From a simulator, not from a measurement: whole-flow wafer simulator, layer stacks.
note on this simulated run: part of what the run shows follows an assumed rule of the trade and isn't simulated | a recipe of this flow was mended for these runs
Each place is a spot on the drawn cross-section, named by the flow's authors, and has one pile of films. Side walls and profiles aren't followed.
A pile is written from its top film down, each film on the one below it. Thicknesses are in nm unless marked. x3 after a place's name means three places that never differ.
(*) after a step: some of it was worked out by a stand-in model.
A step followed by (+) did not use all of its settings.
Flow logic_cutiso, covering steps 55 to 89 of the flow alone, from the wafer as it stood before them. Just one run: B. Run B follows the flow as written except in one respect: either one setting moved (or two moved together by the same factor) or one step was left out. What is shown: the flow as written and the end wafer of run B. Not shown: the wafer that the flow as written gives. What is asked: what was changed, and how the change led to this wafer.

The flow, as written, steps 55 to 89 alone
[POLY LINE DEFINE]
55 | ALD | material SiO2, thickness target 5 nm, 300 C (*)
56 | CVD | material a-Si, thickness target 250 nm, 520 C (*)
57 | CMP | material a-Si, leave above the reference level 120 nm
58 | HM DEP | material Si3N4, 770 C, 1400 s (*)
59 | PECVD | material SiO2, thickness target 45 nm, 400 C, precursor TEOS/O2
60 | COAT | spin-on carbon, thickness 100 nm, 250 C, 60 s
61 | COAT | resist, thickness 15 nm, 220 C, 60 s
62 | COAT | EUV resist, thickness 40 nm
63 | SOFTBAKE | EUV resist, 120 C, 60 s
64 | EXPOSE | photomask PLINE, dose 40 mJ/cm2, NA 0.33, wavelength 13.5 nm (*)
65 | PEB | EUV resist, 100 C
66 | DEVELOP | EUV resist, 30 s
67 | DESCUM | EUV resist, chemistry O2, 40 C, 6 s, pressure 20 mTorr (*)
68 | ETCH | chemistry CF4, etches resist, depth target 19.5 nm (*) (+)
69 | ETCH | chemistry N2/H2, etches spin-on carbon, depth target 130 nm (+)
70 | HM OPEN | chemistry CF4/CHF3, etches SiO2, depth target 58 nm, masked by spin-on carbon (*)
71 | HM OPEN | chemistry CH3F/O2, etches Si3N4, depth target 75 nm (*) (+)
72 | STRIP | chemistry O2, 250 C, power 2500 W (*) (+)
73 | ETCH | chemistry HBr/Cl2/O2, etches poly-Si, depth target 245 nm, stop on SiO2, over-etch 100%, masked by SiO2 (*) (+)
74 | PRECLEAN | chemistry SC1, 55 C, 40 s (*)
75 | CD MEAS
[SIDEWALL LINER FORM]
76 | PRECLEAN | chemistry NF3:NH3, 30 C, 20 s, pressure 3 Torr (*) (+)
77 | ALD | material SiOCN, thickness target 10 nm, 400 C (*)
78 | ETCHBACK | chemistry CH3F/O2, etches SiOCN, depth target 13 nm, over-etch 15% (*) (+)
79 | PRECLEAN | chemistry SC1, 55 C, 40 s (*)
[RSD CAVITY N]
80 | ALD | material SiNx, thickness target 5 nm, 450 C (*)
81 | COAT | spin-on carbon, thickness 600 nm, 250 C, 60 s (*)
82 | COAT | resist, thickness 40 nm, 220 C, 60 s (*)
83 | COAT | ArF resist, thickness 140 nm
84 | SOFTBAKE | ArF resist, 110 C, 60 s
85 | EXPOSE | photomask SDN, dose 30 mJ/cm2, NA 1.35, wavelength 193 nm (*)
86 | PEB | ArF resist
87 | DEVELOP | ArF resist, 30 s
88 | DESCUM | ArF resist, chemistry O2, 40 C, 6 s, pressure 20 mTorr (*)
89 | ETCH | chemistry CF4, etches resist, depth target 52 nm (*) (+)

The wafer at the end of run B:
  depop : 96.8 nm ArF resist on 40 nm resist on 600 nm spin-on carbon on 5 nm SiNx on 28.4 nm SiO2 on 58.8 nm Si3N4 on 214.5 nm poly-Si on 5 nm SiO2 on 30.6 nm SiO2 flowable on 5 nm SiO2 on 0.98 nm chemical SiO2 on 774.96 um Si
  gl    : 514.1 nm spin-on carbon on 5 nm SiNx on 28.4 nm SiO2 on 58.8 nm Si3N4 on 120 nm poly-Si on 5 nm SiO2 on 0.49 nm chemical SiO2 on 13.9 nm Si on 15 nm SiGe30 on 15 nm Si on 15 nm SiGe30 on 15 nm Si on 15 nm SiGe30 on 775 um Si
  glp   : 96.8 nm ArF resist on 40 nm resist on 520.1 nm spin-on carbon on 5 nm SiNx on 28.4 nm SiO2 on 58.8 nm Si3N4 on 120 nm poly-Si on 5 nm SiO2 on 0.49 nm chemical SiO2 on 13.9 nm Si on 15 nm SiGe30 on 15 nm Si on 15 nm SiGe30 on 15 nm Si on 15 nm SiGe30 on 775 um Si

Cause: step 58, HM DEP: 1176 s was run, whereas the flow has 1400 s.

How this came from the change, step by step:
  58 | HM DEP | material Si3N4, 770 C, 1400 s (*)
      gl, glp, gxn and 11 more: Si3N4 gains 58.8 (new film), poly-Si gains 120 (new film), a-Si loses 120 (all of it) (in the flow as written it would be: Si3N4 gains 70 (new film), poly-Si gains 120 (new film), a-Si loses 120 (all of it))
      depop, dpovl x3, gfld, gxf, iso, lnri: Si3N4 gains 58.8 (new film), poly-Si gains 214.5 (new film), a-Si loses 214.5 (all of it) (in the flow as written it would be: Si3N4 gains 70 (new film), poly-Si gains 214.5 (new film), a-Si loses 214.5 (all of it))
  71 | HM OPEN | chemistry CH3F/O2, etches Si3N4, depth target 75 nm (*) (+)
      iso, lnr, lnri and 6 more: Si3N4 loses 44 (all of it), poly-Si loses 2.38 (in the flow as written it would be: Si3N4 loses 55.2 (all of it), poly-Si loses 1.52)
